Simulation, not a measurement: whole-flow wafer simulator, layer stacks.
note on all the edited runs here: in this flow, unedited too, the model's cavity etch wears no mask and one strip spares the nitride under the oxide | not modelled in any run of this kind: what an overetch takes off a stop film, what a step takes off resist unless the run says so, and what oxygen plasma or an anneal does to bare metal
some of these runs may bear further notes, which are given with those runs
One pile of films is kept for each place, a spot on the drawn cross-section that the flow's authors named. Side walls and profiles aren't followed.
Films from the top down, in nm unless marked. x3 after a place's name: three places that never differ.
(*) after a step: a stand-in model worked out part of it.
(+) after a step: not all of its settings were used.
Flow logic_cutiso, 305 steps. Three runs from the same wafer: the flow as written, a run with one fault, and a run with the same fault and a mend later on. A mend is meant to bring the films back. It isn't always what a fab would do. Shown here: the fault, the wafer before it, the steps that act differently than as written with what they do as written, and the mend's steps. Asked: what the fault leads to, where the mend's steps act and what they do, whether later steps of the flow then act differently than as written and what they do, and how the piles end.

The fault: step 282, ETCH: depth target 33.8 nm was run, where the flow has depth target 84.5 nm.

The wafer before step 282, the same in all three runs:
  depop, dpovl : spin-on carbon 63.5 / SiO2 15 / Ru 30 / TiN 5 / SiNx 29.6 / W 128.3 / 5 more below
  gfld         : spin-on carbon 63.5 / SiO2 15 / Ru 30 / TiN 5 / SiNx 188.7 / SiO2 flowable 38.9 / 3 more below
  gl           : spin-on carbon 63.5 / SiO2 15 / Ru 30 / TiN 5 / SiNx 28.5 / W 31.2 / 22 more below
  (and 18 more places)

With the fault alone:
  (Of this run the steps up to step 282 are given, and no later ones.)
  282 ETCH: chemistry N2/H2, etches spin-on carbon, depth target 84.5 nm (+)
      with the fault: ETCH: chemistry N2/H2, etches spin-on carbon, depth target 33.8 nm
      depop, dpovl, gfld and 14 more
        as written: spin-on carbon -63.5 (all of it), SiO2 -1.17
        with the fault: spin-on carbon -33.8
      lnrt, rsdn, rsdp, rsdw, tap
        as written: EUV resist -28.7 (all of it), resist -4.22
        with the fault: EUV resist -28.7 (all of it), resist -0.84
  After step 282 the piles differ from the flow's by more than 2% or 0.5 nm, whichever is larger, at depop, dpovl, gfld and 19 more.
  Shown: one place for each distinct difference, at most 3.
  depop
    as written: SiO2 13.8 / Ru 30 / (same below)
    with the fault: spin-on carbon 29.7 / SiO2 15 / Ru 30 / (same below)
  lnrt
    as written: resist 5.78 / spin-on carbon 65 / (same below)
    with the fault: resist 9.16 / spin-on carbon 65 / (same below)

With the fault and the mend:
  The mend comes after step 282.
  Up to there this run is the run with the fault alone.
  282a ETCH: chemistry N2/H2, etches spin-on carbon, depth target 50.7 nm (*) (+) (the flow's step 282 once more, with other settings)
      depop, dpovl, gfld and 14 more
        spin-on carbon -29.7 (all of it), SiO2 -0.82
      lnrt, rsdn, rsdp, rsdw, tap
        resist -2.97
  No later step of the flow acts differently than as written, at any place that is followed, by more than 2% or 0.5 nm, whichever is larger.
  At the end the piles are the same as the flow's at every place that both follow.
